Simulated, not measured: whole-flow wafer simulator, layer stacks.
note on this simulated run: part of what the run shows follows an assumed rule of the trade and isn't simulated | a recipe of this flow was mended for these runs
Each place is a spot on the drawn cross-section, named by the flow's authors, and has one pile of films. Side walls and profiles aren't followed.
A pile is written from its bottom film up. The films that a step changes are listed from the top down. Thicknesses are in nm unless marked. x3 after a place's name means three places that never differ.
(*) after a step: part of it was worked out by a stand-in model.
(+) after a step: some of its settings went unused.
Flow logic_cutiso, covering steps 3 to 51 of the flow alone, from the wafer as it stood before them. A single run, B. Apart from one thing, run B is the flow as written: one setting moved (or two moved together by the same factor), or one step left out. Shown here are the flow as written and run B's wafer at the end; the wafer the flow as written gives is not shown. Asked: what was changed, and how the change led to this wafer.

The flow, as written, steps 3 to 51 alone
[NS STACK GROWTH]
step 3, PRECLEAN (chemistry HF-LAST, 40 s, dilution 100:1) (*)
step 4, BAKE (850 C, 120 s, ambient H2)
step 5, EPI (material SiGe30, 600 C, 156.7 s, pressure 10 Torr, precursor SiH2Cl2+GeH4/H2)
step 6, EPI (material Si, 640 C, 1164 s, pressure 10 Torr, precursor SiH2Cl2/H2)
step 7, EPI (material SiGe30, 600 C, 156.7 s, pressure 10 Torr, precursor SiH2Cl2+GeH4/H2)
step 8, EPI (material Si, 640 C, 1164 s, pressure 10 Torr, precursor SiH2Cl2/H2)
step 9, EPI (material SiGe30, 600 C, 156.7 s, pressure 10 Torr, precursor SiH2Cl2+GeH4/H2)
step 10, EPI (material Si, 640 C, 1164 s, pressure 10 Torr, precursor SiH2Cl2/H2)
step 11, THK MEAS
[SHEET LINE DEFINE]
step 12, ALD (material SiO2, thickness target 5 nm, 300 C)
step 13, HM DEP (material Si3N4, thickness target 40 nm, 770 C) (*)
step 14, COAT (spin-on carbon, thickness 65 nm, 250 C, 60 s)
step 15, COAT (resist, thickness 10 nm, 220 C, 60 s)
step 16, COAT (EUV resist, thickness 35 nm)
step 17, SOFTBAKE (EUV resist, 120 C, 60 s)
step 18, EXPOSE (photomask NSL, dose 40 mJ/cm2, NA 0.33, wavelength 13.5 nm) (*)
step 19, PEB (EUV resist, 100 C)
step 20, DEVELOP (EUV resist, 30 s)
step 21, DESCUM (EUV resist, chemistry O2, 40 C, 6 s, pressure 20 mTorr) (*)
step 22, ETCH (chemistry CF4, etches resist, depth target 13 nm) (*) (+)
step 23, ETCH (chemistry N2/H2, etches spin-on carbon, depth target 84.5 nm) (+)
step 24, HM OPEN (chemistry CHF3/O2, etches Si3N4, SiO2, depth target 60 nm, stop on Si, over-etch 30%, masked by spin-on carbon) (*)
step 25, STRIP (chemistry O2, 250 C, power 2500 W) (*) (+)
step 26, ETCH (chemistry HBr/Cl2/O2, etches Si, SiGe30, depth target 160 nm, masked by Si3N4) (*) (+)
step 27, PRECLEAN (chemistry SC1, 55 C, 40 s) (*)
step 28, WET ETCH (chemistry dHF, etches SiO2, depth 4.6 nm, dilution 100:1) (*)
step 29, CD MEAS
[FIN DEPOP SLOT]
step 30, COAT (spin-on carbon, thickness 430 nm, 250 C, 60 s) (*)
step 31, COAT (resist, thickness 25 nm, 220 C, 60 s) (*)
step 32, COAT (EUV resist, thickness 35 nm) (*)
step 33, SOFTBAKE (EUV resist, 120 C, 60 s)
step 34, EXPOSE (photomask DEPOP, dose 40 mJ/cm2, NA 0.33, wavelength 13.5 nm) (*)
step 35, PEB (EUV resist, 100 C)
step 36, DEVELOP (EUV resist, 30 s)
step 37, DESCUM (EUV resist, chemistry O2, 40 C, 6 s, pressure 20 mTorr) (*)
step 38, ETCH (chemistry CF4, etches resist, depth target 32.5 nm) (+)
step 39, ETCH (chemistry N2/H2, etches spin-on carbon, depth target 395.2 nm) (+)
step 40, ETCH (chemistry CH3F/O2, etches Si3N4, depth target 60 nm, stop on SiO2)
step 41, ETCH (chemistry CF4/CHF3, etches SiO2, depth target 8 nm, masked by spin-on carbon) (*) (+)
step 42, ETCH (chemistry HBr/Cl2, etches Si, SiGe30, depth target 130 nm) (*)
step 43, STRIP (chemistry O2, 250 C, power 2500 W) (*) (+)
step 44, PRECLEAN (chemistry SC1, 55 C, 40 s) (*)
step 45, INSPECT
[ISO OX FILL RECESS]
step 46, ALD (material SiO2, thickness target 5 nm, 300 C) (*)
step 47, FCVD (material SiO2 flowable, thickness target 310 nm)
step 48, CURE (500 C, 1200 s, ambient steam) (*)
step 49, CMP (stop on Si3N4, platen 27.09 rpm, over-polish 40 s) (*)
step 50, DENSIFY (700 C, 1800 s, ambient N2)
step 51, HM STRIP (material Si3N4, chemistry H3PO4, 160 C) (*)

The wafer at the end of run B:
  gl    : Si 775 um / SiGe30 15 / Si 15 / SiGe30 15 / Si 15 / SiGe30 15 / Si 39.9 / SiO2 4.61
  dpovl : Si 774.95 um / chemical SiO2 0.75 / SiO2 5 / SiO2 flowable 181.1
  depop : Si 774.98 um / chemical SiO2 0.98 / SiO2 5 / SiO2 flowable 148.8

Cause: step 10, EPI: 663 C was run, whereas the flow has 640 C.

Step by step, how the change led to this:
  step 10, EPI (material Si, 640 C, 1164 s, pressure 10 Torr, precursor SiH2Cl2/H2)
      depop, dpovl, gfld and 19 more: +39.9 Si (new film) (it would be, as written: +15 Si (new film))
  step 26, ETCH (chemistry HBr/Cl2/O2, etches Si, SiGe30, depth target 160 nm, masked by Si3N4) (*) (+)
      dpovl, gfld, gxf, iso, isow, lnri, nsgap: -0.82 chemical SiO2 (all of it), -36.8 Si (all of it), -15 SiGe30 (all of it), -15 Si (all of it), -15 SiGe30 (all of it), -15 Si (all of it), -15 SiGe30 (all of it), -48.1 Si (it would be, as written: -0.82 chemical SiO2 (all of it), -12 Si (all of it), -15 SiGe30 (all of it), -15 Si (all of it), -15 SiGe30 (all of it), -15 Si (all of it), -15 SiGe30 (all of it), -73 Si)
  step 42, ETCH (chemistry HBr/Cl2, etches Si, SiGe30, depth target 130 nm) (*)
      depop: -38.6 Si (all of it), -15 SiGe30 (all of it), -15 Si (all of it), -15 SiGe30 (all of it), -15 Si (all of it), -15 SiGe30 (all of it), -16.3 Si (it would be, as written: -13.8 Si (all of it), -15 SiGe30 (all of it), -15 Si (all of it), -15 SiGe30 (all of it), -15 Si (all of it), -15 SiGe30 (all of it), -41.2 Si)
